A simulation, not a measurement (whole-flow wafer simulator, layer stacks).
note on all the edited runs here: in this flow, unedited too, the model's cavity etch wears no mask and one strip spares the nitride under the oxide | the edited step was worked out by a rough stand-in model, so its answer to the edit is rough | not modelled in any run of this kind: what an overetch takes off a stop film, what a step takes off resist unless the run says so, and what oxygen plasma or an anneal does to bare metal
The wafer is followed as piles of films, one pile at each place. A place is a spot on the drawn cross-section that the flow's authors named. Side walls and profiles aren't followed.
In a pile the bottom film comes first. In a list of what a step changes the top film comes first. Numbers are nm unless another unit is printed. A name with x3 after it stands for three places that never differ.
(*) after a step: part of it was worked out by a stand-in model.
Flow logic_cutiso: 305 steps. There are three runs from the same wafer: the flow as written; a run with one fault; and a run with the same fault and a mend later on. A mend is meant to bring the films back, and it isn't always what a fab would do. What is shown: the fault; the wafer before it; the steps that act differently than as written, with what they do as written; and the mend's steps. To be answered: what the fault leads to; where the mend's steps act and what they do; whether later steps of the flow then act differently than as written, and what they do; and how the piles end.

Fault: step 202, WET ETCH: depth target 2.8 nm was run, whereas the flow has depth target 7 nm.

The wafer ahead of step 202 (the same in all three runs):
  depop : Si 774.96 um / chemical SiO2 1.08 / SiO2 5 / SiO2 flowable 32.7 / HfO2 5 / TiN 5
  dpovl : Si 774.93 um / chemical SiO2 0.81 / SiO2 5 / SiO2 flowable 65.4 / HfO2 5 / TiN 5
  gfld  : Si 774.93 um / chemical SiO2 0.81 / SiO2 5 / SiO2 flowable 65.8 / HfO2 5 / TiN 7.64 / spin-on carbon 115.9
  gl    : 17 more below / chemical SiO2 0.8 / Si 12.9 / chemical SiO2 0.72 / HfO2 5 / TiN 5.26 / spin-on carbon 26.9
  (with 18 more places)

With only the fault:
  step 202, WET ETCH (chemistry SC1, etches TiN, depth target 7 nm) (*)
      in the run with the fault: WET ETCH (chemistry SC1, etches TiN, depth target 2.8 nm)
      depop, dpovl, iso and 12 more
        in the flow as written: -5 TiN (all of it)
        in the run with the fault: -2.8 TiN
  Later steps of the flow acting differently than as written (2 more steps, not shown, differ only slightly: by at most 2% or 0.5 nm, whichever is larger):
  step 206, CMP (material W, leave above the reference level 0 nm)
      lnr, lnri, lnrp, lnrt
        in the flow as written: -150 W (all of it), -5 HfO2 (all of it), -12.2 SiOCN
        in the run with the fault: -150 W (all of it), -2.2 TiN (all of it), -5 HfO2 (all of it), -12.2 SiOCN
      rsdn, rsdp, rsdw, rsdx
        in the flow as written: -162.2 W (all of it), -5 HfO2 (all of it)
        in the run with the fault: -162.2 W (all of it), -2.2 TiN (all of it), -5 HfO2 (all of it)
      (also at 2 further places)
  At depop, dpovl, isow, ns, nsgap, the piles at the end differ from the flow's by more than 2% or 0.5 nm, whichever is larger.
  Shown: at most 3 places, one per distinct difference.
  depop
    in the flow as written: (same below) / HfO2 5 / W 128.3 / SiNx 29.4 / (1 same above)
    in the run with the fault: (same below) / HfO2 5 / TiN 2.2 / W 126.1 / SiNx 29.4 / (1 same above)
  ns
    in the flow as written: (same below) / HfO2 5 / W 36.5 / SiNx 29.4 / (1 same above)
    in the run with the fault: (same below) / HfO2 5 / TiN 2.2 / W 34.3 / SiNx 29.4 / (1 same above)

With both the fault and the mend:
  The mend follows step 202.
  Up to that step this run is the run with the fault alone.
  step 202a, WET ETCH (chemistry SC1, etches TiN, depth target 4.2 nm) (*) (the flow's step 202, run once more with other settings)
      depop, dpovl, iso and 12 more
        -2.2 TiN (all of it)
  Later steps of the flow that are run all act as written at every place that is followed, up to a difference of at most 2% or 0.5 nm, whichever is larger.
  By the end, the piles equal the flow's at every place that both follow.
